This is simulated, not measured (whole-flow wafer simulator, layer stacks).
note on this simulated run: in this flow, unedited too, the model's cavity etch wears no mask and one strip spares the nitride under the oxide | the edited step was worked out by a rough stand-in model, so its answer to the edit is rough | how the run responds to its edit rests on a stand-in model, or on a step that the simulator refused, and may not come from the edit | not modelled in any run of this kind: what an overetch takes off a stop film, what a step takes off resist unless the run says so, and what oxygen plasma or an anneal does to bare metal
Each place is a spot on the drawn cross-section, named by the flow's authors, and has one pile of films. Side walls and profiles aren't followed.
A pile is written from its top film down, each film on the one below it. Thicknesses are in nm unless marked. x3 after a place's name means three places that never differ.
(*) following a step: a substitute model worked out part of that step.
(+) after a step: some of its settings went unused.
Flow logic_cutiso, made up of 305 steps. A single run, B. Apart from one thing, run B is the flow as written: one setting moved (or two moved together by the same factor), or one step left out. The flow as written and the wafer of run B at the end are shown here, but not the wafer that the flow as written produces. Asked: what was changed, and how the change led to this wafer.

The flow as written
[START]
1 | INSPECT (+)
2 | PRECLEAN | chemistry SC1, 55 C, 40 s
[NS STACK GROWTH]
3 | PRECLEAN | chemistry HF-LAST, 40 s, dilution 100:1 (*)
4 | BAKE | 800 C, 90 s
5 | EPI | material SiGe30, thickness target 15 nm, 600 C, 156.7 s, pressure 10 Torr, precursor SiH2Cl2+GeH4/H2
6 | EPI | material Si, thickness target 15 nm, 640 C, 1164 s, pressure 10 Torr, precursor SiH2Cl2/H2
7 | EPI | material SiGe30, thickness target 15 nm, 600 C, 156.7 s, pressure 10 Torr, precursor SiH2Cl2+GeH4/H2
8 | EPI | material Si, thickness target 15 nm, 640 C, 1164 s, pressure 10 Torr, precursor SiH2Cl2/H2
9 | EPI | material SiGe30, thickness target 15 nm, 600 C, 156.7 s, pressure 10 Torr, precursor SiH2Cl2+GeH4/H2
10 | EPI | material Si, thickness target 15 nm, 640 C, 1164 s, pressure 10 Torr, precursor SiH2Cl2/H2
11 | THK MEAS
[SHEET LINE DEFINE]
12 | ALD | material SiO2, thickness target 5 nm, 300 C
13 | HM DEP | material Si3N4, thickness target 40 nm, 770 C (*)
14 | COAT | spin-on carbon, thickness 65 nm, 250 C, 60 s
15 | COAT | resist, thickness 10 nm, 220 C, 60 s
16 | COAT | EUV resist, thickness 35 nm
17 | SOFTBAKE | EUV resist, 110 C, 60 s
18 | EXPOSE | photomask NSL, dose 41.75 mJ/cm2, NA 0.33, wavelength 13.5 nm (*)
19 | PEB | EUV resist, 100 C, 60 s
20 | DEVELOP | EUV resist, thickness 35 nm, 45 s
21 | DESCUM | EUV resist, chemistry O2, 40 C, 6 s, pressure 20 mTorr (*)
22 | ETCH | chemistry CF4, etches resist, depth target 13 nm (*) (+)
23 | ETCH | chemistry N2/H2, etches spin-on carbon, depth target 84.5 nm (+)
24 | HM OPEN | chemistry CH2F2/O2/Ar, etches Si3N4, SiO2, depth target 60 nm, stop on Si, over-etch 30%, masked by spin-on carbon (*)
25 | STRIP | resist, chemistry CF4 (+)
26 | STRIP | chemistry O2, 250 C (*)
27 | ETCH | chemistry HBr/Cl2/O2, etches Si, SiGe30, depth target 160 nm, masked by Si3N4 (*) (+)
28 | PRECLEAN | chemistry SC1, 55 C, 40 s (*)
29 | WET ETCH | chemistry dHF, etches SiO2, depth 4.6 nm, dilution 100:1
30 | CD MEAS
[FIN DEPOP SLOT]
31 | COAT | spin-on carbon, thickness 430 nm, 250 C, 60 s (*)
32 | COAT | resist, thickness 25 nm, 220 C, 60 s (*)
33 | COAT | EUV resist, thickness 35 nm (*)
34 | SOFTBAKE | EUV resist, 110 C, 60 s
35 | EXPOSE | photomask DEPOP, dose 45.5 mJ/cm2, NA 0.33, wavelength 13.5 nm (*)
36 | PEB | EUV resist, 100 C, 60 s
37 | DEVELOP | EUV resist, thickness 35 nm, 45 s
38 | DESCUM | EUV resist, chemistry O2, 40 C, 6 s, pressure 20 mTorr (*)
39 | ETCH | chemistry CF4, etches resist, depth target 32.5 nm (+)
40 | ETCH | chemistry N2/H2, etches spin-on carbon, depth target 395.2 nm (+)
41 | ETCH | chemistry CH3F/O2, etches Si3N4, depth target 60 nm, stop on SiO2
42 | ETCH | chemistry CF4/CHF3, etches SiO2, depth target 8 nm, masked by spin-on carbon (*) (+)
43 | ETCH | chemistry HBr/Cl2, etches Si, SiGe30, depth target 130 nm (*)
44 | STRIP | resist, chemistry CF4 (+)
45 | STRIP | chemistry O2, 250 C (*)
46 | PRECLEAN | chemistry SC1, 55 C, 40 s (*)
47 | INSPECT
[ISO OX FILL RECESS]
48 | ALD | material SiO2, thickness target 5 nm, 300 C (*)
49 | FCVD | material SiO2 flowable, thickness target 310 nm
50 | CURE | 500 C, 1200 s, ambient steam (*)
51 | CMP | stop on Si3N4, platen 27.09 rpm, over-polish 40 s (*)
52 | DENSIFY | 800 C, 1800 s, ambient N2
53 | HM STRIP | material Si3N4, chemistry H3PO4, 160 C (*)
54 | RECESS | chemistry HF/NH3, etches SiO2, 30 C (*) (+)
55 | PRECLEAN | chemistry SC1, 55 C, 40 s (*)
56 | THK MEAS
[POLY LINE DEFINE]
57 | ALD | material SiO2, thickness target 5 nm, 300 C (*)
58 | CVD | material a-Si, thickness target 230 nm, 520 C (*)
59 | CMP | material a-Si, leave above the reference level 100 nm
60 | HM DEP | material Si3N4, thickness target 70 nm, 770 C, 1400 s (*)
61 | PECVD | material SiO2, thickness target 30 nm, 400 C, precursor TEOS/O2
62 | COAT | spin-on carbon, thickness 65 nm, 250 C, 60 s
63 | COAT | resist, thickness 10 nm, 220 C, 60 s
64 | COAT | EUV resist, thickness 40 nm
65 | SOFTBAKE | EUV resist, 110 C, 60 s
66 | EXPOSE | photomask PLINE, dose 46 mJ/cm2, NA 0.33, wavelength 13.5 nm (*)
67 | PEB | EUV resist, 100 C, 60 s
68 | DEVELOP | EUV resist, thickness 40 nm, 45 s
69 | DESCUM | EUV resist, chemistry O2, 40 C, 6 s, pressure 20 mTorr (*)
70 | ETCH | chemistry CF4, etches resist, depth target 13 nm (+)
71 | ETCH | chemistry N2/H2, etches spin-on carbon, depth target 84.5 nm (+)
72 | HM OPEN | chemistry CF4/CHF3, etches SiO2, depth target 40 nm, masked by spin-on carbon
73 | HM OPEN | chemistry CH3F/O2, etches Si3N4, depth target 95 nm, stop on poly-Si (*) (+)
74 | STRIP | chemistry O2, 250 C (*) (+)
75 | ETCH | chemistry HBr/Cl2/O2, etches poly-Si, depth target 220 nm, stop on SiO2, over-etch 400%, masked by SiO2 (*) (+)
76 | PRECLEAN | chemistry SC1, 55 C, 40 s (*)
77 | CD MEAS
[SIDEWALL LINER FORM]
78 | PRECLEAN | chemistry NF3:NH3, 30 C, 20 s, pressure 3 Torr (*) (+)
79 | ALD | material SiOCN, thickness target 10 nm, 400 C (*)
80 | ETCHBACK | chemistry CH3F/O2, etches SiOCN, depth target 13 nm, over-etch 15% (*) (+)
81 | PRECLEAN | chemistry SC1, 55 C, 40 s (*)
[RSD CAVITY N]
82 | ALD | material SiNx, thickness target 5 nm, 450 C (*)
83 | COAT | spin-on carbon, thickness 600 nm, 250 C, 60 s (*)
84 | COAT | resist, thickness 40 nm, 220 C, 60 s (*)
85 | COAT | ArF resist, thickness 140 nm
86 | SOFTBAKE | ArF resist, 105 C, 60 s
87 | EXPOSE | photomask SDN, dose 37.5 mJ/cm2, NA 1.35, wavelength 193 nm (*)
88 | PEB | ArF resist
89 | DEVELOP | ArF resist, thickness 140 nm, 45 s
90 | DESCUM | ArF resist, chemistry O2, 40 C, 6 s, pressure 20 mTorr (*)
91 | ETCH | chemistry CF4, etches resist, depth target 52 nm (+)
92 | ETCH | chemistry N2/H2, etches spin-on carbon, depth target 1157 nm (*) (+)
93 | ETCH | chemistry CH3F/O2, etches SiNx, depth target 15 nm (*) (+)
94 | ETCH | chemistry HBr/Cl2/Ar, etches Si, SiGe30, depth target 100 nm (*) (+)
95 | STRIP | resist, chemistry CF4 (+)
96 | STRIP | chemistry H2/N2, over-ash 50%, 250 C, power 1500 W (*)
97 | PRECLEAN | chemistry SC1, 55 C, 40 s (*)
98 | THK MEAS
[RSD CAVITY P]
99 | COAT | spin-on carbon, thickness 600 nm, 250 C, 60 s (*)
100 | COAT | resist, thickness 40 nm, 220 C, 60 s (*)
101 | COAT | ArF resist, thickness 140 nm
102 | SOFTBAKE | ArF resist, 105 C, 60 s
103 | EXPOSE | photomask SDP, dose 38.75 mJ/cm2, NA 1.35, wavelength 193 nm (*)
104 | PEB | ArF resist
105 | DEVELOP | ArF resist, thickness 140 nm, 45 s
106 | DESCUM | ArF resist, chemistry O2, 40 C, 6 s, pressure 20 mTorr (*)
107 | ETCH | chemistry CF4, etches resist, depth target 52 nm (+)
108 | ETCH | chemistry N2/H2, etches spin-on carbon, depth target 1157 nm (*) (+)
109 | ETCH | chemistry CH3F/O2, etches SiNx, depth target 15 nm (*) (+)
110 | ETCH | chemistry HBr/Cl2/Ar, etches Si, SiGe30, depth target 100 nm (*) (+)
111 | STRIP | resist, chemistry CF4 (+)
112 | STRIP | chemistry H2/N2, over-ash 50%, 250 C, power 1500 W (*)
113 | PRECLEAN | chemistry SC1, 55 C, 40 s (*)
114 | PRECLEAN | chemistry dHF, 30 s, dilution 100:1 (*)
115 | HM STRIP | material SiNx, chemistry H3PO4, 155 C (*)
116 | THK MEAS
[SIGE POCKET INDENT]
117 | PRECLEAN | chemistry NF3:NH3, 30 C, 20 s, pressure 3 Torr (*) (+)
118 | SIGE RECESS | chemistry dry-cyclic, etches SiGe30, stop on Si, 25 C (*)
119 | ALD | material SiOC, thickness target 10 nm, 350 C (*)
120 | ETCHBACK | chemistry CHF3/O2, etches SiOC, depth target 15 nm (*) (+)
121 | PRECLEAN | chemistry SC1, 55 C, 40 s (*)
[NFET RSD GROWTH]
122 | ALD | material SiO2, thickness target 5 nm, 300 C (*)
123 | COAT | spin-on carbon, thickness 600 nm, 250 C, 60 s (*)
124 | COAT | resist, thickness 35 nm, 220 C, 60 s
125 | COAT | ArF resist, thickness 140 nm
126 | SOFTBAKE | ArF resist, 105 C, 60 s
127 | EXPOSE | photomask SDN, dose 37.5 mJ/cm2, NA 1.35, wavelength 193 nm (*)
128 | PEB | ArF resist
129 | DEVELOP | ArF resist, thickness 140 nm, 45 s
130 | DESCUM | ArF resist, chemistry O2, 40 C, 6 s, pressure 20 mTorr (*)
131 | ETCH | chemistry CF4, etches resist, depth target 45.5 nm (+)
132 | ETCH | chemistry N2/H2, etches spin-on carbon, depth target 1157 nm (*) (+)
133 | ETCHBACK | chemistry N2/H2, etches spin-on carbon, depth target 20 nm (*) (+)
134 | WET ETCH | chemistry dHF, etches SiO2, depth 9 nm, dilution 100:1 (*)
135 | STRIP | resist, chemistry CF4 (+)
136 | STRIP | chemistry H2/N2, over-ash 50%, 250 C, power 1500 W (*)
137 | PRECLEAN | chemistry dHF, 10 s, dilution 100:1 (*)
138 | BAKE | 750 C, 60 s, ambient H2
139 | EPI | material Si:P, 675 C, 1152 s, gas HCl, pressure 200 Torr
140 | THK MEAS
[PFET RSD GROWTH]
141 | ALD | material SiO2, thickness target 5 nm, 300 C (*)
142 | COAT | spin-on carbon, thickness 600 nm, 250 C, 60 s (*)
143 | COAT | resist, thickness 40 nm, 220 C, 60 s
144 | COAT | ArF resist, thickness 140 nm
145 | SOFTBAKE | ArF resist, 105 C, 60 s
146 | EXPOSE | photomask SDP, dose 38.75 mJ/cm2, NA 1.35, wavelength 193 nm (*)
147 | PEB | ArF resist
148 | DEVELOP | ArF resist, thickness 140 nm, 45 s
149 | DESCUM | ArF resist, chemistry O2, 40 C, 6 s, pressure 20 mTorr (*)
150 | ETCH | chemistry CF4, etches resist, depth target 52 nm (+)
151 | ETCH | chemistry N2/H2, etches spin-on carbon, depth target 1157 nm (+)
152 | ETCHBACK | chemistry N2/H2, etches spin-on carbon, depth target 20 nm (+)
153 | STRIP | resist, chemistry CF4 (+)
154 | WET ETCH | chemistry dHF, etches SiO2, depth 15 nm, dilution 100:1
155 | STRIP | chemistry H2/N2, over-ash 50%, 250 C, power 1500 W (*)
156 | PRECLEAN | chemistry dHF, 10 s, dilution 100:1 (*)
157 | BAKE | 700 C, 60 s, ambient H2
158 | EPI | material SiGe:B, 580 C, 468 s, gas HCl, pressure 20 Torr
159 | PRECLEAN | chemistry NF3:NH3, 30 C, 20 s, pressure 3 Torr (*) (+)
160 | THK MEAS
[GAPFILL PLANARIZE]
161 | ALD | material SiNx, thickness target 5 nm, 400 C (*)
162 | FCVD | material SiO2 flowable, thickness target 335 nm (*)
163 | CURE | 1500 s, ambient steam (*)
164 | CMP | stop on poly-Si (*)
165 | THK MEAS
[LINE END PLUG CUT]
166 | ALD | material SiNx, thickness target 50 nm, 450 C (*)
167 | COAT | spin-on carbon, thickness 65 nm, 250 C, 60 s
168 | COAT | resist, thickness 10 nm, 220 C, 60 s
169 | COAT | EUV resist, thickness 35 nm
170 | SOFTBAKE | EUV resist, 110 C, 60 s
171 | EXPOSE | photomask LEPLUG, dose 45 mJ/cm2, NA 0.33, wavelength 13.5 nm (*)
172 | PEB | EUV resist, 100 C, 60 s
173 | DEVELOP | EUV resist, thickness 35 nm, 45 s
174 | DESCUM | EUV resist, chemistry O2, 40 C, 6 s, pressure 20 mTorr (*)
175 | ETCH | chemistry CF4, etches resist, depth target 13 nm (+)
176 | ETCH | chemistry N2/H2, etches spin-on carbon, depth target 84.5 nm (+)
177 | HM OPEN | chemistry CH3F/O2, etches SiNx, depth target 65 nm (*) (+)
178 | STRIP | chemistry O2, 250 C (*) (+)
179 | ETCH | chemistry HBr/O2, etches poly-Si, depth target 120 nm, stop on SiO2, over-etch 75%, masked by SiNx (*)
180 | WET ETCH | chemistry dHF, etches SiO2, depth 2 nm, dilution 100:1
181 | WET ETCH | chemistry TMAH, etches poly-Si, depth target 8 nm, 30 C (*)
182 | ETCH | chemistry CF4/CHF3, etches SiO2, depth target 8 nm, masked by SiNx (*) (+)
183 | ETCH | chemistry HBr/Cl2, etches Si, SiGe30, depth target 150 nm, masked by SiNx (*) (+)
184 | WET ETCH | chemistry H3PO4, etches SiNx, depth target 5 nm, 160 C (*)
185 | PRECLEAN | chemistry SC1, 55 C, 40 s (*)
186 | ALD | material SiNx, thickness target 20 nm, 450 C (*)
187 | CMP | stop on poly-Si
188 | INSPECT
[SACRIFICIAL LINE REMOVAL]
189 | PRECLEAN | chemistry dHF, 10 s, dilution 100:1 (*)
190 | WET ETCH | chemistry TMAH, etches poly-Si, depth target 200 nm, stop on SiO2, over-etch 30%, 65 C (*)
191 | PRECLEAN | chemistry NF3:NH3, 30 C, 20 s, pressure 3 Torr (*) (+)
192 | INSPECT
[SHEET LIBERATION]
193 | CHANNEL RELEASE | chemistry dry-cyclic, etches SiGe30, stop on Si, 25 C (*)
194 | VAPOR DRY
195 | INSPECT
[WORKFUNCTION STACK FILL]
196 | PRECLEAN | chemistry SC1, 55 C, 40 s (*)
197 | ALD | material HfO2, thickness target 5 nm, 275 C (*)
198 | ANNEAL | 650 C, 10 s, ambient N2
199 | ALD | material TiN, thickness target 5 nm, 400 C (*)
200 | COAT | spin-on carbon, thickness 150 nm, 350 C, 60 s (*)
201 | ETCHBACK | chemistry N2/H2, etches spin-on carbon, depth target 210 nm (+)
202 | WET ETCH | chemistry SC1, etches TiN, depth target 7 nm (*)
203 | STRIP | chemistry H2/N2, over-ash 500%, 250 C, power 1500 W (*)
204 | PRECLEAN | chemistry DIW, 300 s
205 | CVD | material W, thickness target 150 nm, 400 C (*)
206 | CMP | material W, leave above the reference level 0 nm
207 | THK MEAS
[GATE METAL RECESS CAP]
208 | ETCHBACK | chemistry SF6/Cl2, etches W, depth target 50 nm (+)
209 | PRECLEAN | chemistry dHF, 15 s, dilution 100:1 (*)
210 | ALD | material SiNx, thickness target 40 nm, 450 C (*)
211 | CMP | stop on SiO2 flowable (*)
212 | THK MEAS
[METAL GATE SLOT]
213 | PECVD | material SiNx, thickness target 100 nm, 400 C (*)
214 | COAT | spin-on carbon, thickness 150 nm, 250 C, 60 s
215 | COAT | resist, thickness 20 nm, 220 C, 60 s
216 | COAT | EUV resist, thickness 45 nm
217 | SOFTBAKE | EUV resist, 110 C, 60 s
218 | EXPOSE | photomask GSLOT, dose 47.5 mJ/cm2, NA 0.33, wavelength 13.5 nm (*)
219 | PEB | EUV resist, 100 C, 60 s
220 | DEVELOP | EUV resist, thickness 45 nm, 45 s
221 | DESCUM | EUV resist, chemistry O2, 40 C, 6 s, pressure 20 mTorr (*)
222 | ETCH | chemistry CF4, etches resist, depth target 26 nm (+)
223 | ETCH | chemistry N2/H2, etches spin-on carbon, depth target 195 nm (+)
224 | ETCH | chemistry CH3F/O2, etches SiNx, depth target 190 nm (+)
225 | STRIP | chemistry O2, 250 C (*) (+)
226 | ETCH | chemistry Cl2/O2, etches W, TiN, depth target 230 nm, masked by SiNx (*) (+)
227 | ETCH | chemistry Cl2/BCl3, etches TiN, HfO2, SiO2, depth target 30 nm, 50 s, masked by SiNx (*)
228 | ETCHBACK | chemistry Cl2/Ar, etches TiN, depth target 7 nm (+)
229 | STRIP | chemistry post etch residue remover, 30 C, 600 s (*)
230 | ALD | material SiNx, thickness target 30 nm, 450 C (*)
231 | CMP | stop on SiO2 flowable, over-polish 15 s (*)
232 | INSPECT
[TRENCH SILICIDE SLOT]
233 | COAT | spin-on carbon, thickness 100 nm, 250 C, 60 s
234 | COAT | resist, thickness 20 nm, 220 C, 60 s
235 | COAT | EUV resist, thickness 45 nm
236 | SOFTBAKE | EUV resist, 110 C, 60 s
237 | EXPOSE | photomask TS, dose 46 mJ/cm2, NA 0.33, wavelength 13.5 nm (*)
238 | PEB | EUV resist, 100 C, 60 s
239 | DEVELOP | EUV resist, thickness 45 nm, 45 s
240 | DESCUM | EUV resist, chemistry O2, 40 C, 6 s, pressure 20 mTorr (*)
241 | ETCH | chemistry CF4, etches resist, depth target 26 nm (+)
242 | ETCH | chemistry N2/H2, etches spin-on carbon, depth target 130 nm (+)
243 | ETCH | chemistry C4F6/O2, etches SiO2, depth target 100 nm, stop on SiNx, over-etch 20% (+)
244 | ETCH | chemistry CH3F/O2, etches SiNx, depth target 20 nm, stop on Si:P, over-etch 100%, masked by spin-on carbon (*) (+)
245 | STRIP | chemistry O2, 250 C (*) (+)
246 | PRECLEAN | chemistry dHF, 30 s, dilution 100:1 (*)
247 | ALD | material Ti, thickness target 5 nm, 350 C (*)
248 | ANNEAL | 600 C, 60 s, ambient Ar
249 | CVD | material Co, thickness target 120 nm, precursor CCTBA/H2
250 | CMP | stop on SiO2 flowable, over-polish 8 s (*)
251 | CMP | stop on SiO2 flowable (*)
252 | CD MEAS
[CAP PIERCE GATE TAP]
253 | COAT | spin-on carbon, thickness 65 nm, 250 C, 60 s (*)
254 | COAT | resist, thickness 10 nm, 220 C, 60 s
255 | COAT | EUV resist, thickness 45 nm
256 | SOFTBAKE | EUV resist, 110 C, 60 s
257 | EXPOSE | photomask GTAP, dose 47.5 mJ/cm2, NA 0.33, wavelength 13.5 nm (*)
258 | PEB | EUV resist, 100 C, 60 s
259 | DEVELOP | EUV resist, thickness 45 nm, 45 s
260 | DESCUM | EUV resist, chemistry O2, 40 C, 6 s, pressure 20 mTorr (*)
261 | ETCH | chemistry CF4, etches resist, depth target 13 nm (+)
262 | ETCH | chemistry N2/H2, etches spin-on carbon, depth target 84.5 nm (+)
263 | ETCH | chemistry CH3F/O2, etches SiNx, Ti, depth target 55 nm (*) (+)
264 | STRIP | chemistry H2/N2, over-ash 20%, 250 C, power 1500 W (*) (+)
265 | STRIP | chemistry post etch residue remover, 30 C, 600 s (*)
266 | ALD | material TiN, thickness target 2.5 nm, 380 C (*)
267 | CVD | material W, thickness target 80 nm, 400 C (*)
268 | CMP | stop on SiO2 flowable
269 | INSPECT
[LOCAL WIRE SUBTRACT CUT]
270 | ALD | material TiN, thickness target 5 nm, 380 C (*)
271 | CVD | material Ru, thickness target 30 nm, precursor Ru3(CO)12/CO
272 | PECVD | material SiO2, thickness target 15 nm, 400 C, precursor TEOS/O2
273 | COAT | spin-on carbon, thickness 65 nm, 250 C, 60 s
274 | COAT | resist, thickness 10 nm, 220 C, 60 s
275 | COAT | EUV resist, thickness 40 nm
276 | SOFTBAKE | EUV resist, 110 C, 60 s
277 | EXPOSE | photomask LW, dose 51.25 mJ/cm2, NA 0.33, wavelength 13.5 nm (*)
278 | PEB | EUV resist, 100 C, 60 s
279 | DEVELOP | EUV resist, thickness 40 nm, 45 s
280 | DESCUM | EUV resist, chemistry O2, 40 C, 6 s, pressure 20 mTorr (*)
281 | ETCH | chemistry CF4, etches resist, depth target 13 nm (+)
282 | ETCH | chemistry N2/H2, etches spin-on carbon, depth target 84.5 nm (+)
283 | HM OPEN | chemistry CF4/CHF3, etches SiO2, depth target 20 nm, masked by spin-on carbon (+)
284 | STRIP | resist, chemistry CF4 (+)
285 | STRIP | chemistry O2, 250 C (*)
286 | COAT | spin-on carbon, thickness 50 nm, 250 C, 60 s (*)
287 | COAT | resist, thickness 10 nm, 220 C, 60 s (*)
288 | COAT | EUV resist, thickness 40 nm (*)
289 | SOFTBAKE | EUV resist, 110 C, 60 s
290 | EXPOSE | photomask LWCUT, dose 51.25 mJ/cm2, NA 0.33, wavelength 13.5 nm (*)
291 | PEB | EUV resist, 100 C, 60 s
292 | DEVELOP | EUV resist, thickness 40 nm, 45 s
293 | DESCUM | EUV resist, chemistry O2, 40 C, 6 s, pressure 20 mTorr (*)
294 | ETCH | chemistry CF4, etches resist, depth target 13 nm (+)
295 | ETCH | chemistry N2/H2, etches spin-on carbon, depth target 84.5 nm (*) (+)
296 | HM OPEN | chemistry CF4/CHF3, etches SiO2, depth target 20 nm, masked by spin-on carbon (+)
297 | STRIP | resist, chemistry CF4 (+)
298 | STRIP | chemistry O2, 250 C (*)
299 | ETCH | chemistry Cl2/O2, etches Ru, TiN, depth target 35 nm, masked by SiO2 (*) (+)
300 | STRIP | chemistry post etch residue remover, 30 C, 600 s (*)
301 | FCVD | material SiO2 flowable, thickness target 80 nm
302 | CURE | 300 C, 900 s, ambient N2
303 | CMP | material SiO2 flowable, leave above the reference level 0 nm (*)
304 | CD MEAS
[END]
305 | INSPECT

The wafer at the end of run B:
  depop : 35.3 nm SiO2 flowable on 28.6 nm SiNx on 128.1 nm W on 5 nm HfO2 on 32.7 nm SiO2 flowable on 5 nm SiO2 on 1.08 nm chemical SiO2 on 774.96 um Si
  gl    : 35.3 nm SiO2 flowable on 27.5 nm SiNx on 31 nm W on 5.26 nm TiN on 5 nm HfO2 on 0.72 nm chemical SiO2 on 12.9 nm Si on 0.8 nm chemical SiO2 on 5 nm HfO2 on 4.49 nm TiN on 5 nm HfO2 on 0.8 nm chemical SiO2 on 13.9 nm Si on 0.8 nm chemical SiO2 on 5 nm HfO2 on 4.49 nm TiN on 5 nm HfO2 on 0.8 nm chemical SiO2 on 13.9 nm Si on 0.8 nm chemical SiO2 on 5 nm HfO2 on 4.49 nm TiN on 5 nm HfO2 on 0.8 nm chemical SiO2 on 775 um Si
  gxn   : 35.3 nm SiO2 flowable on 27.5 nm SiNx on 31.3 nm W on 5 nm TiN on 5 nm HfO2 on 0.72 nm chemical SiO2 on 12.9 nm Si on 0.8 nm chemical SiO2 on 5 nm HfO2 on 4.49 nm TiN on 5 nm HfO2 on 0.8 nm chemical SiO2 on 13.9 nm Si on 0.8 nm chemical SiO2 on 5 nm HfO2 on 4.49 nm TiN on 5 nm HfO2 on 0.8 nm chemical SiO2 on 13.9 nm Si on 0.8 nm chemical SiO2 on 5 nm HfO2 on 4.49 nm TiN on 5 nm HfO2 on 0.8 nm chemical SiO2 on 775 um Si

The reason: step 163, CURE: 825 s was run, while the flow as written has 1500 s.

How this came from the change, step by step:
  163 | CURE | 1500 s, ambient steam (*)
      depop, dpovl, isow, ns, nsgap: -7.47 SiO2 flowable (as written it would have been: -8.24 SiO2 flowable)
      lnrt, rsdn, tap: -6.85 SiO2 flowable (as written it would have been: -7.43 SiO2 flowable)
      (and at 14 other places as well)
  246 | PRECLEAN | chemistry dHF, 30 s, dilution 100:1 (*)
      iso: -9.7 SiO2 flowable (as written it would have been: -9.13 SiO2 flowable)
  250 | CMP | stop on SiO2 flowable, over-polish 8 s (*)
      rsdx: -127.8 Co (as written it would have been: -127.9 Co (all of it))
  251 | CMP | stop on SiO2 flowable (*)
      rsdx: -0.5 Co (all of it), -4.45 Ti (as written it would have been: -5 Ti (all of it))
      iso: -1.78 Co (all of it), -3.83 Ti (as written it would have been: -1.22 Co (all of it), -4.34 Ti)
  265 | STRIP | chemistry post etch residue remover, 30 C, 600 s (*)
      rsdx: -0.55 Ti (all of it) (as written it would have been: nothing)
      iso: -1.17 Ti (all of it) (as written it would have been: -0.66 Ti (all of it))
  268 | CMP | stop on SiO2 flowable
      depop, dpovl, gfld and 9 more: -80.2 W (all of it), -2.5 TiN (all of it), -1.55 SiNx (as written it would have been: -80.2 W (all of it), -2.5 TiN (all of it), -0.98 SiNx)
      lnr, lnri, lnrp, lnrt: -80 W (all of it), -2.5 TiN (all of it), -1.78 SiOCN (as written it would have been: -80 W (all of it), -2.5 TiN (all of it), -1.22 SiOCN)
      (and at 3 other places as well)
